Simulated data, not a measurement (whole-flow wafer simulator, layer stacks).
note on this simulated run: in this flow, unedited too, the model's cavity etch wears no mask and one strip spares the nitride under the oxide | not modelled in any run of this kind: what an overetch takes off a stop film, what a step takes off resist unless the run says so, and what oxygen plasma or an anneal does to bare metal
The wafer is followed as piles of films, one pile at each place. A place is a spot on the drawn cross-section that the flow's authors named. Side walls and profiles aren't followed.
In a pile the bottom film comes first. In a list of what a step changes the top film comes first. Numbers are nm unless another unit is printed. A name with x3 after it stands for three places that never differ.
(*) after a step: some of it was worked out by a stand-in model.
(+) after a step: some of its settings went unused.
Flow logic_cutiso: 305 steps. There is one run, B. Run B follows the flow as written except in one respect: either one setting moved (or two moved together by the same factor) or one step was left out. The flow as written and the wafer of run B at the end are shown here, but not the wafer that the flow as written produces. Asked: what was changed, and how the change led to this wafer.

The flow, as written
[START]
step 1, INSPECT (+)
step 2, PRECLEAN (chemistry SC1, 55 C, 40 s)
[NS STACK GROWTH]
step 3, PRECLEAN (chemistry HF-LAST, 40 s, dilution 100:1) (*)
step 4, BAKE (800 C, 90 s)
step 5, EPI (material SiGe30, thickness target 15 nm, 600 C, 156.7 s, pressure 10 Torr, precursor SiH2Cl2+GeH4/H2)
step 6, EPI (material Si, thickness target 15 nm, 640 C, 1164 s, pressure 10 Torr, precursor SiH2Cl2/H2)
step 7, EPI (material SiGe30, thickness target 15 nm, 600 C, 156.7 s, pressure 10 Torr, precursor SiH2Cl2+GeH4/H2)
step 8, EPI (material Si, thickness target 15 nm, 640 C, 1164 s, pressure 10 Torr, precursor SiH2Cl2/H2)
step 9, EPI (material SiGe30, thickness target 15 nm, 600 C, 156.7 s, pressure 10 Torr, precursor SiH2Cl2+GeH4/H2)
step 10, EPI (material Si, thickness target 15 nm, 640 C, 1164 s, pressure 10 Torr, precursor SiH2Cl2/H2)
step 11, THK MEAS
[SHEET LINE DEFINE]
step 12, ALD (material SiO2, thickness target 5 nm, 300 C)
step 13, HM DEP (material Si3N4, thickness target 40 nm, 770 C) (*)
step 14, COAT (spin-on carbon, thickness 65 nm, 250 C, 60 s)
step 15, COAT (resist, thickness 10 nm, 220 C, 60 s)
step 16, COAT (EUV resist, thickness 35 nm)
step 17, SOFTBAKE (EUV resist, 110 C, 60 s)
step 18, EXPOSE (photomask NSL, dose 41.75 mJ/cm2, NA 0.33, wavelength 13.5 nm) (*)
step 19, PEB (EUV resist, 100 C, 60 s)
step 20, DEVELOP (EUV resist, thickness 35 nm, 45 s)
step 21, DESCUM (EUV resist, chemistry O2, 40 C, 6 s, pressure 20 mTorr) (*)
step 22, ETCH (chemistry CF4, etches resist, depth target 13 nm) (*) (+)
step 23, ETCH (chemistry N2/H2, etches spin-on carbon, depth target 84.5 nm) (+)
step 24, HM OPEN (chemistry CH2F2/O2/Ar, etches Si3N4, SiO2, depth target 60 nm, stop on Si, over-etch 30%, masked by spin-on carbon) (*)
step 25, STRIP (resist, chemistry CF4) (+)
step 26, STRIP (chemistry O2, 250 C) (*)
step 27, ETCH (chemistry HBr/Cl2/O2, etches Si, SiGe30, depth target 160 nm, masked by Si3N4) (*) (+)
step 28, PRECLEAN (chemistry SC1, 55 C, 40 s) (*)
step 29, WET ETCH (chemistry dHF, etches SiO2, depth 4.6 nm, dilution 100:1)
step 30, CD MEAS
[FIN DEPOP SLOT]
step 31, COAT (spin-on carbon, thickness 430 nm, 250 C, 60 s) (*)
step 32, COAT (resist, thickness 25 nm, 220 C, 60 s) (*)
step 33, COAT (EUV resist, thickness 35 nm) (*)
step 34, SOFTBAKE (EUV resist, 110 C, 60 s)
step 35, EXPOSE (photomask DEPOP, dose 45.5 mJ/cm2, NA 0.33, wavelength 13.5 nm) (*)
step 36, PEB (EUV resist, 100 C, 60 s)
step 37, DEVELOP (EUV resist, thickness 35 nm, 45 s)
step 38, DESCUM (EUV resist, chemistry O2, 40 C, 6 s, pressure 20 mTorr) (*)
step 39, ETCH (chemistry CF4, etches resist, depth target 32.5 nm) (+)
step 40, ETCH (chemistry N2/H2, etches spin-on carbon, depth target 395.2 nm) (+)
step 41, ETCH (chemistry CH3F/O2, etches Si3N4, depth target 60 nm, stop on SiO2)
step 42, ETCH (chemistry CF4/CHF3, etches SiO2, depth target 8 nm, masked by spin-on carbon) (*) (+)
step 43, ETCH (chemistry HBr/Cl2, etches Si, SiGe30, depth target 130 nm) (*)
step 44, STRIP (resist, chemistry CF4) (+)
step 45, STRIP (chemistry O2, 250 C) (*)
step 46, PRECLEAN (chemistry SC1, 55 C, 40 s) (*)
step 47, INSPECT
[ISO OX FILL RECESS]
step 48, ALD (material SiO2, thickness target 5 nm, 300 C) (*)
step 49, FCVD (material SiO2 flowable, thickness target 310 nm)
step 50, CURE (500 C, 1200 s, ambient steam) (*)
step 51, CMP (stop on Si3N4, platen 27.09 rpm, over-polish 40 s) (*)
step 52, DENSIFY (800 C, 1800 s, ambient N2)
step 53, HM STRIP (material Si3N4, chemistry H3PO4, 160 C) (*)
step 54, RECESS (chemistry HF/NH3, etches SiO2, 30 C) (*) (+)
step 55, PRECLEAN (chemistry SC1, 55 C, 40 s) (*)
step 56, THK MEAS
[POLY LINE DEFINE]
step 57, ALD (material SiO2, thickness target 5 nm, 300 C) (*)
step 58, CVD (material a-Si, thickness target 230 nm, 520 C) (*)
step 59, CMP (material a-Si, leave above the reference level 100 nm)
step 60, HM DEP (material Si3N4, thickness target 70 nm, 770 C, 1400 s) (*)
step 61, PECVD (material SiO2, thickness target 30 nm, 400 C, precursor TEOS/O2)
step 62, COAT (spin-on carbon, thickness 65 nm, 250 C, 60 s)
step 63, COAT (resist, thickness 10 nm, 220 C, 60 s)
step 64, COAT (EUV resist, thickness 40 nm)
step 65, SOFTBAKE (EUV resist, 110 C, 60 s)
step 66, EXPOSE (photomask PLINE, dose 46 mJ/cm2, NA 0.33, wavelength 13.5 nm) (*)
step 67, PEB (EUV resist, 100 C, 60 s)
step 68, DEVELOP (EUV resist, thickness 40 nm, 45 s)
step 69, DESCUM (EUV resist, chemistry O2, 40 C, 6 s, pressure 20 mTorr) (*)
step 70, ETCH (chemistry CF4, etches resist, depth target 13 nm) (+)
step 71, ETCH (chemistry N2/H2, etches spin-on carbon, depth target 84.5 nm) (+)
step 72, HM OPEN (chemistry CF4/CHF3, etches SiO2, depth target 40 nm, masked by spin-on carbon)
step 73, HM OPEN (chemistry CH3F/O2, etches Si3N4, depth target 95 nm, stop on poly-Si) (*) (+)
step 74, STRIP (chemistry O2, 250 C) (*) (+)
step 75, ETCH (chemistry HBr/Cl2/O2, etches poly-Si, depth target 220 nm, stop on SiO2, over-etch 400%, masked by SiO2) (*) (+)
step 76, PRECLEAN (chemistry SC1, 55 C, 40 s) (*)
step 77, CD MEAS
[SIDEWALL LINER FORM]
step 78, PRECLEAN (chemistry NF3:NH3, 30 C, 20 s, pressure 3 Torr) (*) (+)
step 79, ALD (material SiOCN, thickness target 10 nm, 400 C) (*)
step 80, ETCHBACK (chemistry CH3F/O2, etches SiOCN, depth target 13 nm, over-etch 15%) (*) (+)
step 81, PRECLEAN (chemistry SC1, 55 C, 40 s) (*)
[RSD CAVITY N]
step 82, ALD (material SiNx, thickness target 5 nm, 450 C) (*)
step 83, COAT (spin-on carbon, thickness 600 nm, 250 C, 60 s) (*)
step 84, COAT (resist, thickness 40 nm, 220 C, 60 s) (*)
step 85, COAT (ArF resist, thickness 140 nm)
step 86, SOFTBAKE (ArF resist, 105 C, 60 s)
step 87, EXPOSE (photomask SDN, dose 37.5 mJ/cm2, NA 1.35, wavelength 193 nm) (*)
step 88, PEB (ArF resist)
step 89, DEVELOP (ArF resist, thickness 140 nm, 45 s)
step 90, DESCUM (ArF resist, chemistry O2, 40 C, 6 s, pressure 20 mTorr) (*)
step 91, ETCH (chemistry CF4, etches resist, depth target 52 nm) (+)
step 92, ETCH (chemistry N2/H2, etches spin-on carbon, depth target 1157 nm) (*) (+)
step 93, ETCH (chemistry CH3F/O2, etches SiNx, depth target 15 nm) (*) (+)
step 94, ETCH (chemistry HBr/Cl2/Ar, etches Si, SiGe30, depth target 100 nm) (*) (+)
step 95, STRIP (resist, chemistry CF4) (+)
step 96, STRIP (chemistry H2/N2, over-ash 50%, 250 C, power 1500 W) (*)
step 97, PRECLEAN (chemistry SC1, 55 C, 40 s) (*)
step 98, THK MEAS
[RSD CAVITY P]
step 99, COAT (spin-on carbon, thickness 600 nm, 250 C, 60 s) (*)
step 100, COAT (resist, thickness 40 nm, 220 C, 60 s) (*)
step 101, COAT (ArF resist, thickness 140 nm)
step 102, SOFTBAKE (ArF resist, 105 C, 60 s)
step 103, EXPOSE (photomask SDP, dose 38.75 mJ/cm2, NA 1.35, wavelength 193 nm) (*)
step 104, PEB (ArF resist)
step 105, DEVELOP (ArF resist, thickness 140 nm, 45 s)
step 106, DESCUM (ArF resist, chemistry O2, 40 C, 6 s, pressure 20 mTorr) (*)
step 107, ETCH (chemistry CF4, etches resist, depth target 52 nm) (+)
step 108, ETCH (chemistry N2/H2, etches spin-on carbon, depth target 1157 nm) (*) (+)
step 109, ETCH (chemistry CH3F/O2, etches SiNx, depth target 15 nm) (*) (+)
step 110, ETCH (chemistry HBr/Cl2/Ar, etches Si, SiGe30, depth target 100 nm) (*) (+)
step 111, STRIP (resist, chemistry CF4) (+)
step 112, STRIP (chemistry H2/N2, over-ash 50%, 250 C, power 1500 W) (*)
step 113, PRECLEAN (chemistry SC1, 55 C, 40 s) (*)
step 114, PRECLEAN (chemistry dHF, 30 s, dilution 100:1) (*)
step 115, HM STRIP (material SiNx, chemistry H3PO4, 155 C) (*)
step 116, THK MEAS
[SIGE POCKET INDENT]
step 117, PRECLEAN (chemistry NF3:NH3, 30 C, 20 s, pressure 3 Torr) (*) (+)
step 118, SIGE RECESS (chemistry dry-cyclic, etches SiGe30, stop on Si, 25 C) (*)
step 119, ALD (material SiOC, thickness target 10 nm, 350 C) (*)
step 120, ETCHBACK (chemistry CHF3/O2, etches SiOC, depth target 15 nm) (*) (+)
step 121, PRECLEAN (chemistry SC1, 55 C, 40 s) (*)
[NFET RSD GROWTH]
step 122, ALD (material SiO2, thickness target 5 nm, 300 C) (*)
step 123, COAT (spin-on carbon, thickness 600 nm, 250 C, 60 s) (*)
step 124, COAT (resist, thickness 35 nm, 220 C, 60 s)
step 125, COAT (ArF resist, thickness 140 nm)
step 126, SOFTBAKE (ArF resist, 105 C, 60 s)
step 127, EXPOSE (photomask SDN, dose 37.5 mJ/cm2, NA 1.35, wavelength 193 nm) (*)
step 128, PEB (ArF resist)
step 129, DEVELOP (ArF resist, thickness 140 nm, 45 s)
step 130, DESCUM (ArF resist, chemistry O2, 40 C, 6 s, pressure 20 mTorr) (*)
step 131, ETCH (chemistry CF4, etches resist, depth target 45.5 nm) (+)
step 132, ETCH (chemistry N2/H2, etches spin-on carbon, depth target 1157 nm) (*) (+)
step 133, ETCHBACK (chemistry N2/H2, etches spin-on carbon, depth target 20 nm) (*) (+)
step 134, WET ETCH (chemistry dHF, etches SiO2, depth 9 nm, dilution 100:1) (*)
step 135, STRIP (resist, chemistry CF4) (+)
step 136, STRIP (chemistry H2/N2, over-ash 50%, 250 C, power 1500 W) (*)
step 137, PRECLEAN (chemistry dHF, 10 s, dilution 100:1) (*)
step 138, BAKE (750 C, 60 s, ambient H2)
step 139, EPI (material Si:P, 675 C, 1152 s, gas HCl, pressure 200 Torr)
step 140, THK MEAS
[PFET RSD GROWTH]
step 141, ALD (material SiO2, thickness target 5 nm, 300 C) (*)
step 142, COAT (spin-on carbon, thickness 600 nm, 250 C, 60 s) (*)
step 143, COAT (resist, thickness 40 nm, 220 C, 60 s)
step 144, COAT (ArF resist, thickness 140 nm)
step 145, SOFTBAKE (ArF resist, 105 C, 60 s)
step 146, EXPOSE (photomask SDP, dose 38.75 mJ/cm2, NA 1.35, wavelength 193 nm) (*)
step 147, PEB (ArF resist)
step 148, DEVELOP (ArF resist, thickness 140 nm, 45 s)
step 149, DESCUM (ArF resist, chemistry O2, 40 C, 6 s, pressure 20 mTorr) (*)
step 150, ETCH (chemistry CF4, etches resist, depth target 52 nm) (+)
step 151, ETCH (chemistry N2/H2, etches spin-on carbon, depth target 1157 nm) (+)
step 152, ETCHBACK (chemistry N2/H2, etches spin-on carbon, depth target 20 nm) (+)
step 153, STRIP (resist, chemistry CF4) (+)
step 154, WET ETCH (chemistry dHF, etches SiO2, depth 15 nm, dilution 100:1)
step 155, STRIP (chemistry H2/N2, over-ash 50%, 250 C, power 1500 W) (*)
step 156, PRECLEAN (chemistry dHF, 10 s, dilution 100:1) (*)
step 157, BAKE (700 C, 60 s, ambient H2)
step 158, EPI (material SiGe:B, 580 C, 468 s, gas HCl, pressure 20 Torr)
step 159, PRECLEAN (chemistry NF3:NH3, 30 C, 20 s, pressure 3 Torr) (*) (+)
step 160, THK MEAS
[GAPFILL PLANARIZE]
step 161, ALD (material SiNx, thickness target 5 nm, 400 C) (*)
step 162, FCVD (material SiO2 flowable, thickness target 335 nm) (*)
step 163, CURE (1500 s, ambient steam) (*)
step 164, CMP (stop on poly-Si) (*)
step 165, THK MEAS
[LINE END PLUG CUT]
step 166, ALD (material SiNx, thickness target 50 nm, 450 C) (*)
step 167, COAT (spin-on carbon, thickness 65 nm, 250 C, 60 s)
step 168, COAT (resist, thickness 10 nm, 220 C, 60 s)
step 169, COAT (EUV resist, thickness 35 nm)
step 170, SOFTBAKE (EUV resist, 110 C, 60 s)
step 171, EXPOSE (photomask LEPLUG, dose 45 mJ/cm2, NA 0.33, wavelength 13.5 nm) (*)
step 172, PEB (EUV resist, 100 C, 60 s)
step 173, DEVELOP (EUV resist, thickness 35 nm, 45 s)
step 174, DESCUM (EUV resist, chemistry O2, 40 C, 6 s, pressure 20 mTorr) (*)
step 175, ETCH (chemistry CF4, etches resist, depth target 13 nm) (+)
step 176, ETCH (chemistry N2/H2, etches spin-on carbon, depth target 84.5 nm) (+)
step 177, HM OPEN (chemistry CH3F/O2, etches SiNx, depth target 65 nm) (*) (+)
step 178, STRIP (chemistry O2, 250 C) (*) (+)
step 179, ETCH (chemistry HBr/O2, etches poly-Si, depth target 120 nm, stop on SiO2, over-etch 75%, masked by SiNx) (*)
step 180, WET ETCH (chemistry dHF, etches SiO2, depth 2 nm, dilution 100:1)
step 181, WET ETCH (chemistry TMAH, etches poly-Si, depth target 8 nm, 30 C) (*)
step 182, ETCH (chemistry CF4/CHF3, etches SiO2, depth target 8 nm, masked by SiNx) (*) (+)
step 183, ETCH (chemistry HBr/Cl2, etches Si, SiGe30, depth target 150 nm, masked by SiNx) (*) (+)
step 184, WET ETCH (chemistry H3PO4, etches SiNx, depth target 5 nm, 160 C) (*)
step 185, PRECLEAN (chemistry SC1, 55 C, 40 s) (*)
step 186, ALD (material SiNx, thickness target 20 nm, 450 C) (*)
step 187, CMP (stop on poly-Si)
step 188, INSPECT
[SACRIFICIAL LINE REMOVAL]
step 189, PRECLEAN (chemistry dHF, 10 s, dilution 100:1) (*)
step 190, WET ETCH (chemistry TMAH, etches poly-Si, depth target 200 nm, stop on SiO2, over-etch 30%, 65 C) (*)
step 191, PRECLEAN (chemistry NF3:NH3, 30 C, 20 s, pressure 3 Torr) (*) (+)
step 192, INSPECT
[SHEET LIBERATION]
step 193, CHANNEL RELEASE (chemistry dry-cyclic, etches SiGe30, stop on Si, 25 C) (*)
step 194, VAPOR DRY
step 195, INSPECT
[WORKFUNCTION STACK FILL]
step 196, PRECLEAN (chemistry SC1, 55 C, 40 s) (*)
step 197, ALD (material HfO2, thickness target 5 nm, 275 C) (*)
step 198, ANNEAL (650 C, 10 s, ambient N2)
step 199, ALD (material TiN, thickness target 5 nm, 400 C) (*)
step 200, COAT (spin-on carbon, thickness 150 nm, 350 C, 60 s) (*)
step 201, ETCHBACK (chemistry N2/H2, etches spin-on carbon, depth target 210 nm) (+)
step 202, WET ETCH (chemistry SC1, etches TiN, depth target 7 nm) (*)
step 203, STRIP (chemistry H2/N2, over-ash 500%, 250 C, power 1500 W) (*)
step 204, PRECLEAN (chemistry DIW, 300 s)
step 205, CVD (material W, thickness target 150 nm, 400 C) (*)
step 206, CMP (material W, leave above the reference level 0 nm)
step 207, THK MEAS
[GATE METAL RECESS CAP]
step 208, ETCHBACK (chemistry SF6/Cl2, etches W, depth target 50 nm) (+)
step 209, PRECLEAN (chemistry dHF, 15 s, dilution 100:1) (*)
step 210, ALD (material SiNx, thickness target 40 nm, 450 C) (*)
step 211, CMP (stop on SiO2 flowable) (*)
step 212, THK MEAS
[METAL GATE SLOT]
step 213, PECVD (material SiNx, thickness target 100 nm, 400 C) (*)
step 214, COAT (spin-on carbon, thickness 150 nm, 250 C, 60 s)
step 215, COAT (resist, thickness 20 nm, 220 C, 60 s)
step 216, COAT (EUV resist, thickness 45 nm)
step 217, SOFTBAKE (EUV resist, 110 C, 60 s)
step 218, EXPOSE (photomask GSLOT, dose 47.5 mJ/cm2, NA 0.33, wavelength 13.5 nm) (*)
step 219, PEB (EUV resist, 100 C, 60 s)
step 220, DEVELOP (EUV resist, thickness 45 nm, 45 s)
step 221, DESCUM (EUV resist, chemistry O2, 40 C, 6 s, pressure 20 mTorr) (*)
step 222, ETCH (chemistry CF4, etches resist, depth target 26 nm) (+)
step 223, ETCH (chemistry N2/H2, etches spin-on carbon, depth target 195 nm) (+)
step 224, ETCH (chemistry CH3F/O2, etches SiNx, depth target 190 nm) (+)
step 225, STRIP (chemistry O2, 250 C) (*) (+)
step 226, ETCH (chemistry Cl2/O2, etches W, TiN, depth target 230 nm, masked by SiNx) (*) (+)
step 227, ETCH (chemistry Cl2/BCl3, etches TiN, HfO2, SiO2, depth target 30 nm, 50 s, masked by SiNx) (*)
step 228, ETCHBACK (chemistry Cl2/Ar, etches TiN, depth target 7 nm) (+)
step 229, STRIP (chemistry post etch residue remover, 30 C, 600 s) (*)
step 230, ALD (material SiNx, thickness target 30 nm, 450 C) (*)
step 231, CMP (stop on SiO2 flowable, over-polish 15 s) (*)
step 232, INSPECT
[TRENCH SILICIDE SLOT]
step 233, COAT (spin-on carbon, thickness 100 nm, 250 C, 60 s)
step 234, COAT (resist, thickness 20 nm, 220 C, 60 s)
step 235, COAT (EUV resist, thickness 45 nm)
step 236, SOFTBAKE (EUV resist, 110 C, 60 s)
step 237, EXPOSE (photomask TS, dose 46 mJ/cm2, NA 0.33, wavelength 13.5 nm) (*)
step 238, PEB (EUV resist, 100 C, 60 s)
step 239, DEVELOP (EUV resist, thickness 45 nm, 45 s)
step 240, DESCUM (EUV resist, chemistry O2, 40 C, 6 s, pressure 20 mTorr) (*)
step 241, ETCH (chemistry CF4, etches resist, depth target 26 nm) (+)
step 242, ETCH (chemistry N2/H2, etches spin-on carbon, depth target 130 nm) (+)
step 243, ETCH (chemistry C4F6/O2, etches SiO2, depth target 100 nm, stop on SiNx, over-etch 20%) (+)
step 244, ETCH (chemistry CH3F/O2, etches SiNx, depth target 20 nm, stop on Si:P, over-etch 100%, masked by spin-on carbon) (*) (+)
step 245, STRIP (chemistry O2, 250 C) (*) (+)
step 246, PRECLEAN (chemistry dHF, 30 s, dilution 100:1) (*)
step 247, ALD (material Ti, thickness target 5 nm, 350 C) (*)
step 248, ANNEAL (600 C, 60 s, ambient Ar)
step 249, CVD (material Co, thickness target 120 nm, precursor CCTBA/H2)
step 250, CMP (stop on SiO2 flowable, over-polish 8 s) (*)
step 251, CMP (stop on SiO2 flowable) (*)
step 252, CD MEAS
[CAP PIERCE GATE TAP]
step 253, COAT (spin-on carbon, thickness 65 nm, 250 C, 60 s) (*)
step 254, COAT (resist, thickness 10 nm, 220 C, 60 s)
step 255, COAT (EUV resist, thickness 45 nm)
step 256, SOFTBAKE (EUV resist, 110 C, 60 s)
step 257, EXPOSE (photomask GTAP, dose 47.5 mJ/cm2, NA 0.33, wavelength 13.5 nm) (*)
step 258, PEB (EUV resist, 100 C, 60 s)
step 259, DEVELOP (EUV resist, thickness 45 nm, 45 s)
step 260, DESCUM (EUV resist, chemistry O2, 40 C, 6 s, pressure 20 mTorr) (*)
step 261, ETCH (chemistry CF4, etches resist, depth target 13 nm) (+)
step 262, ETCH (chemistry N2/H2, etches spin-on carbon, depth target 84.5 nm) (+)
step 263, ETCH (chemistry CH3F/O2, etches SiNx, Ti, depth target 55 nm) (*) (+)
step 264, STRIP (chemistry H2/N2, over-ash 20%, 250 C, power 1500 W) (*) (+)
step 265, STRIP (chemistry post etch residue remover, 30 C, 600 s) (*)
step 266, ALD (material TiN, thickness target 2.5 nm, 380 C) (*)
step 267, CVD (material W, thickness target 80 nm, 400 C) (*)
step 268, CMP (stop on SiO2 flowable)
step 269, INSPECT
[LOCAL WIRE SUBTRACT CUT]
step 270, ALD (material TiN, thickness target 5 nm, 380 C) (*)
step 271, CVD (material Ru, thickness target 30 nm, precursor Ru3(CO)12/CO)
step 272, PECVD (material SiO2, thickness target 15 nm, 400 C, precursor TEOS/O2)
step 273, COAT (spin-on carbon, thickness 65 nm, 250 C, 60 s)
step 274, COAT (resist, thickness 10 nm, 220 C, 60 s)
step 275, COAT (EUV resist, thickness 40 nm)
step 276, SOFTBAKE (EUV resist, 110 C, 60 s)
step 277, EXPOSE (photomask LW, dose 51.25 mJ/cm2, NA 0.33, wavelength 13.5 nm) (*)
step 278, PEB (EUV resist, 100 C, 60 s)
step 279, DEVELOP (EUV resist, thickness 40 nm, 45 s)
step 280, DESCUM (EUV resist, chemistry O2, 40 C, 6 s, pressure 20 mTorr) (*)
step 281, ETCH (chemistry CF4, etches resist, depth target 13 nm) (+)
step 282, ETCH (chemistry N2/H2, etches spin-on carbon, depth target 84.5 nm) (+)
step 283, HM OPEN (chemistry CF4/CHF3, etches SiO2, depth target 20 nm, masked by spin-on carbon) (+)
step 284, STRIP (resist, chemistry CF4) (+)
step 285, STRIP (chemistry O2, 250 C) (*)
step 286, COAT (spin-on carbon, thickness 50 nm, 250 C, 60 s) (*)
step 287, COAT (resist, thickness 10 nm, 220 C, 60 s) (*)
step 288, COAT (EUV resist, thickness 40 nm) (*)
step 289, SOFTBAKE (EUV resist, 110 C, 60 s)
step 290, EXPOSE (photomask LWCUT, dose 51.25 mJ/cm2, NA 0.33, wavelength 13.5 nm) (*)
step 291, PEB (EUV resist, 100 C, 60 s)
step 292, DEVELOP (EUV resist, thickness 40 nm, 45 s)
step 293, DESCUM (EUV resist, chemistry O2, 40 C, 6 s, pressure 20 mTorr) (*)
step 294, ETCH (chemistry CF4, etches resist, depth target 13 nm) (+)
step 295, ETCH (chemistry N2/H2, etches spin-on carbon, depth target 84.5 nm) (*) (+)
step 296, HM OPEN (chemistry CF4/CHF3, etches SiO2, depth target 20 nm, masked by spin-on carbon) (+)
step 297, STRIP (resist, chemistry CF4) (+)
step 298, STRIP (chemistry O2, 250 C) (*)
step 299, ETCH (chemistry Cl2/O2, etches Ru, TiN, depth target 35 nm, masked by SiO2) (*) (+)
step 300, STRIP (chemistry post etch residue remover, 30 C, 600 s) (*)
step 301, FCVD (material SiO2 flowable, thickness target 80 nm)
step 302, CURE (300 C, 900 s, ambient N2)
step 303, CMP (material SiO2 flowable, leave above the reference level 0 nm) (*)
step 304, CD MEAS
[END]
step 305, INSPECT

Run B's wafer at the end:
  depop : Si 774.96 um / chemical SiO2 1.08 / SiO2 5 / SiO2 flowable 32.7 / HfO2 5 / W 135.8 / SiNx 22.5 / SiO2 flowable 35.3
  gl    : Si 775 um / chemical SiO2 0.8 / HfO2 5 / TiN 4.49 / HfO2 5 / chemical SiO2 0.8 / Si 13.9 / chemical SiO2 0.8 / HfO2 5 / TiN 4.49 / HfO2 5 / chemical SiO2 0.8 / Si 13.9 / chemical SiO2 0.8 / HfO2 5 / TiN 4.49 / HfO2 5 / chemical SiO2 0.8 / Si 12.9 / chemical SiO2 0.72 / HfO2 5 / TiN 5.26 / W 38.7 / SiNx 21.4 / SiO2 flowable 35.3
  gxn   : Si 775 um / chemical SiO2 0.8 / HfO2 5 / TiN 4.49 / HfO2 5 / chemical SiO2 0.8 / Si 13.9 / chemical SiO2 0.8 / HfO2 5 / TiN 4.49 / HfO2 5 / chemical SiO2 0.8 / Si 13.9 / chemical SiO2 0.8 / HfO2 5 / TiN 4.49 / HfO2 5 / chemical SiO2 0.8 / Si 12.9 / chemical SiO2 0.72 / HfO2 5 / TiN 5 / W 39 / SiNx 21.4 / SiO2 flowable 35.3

The reason: step 208, ETCHBACK: depth target 42.5 nm was run, whereas the flow has depth target 50 nm.

How this came from the change, step by step:
  step 208, ETCHBACK (chemistry SF6/Cl2, etches W, depth target 50 nm) (+)
      depop, dpovl, gfld and 9 more: -42.5 W (in the flow as written it would be: -50 W)
      iso, rsdn, rsdp, rsdw, rsdx: -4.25 SiO2 flowable (in the flow as written it would be: -5 SiO2 flowable)
      (and at 5 other places as well)
  step 210, ALD (material SiNx, thickness target 40 nm, 450 C) (*)
      gfld, gl, glp, gxf, gxn, gxp, tap: +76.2 SiNx (new film) (in the flow as written it would be: +82.6 SiNx (new film))
  step 211, CMP (stop on SiO2 flowable) (*)
      depop, dpovl, isow, ns, nsgap: -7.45 SiNx (in the flow as written it would be: -0.61 SiNx)
  step 224, ETCH (chemistry CH3F/O2, etches SiNx, depth target 190 nm) (+)
      gfld: -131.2 SiNx (all of it), -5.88 W (in the flow as written it would be: -138.1 SiNx (all of it), -5.19 W)
  step 226, ETCH (chemistry Cl2/O2, etches W, TiN, depth target 230 nm, masked by SiNx) (*) (+)
      depop, dpovl, gl and 18 more: -32.5 SiNx (in the flow as written it would be: -30.8 SiNx)
      gfld: -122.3 W (all of it), -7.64 TiN (all of it), -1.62 HfO2 (in the flow as written it would be: -115.4 W (all of it), -7.64 TiN (all of it), -1.54 HfO2)
  step 231, CMP (stop on SiO2 flowable, over-polish 15 s) (*)
      depop, dpovl, gfld and 10 more: -61 SiNx (in the flow as written it would be: -62.7 SiNx)
      lnr, lnri, lnrp, lnrt: -59.3 SiNx (all of it), -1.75 SiOCN (in the flow as written it would be: -61 SiNx (all of it), -1.75 SiOCN)
      (and at 5 other places as well)
  step 263, ETCH (chemistry CH3F/O2, etches SiNx, Ti, depth target 55 nm) (*) (+)
      glp, lnrp, lnrt, plug, rsdn, rsdp, rsdw: -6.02 resist (all of it), -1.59 spin-on carbon (in the flow as written it would be: -6.02 resist (all of it), -6.48 spin-on carbon)
      depop, dpovl, gl, isow, ns, nsgap: -6.03 resist (all of it), -1.57 spin-on carbon (in the flow as written it would be: -6.03 resist (all of it), -6.46 spin-on carbon)
      (and at 9 other places as well)
  step 264, STRIP (chemistry H2/N2, over-ash 20%, 250 C, power 1500 W) (*) (+)
      gfld, gl, glp and 11 more: -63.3 spin-on carbon (all of it) (in the flow as written it would be: -58.4 spin-on carbon (all of it))
      depop, dpovl, isow, ns, nsgap: -63.4 spin-on carbon (all of it) (in the flow as written it would be: -58.5 spin-on carbon (all of it))
      (and at 2 other places as well)
  step 267, CVD (material W, thickness target 80 nm, 400 C) (*)
      tap: +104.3 W (new film) (in the flow as written it would be: +111.4 W (new film))
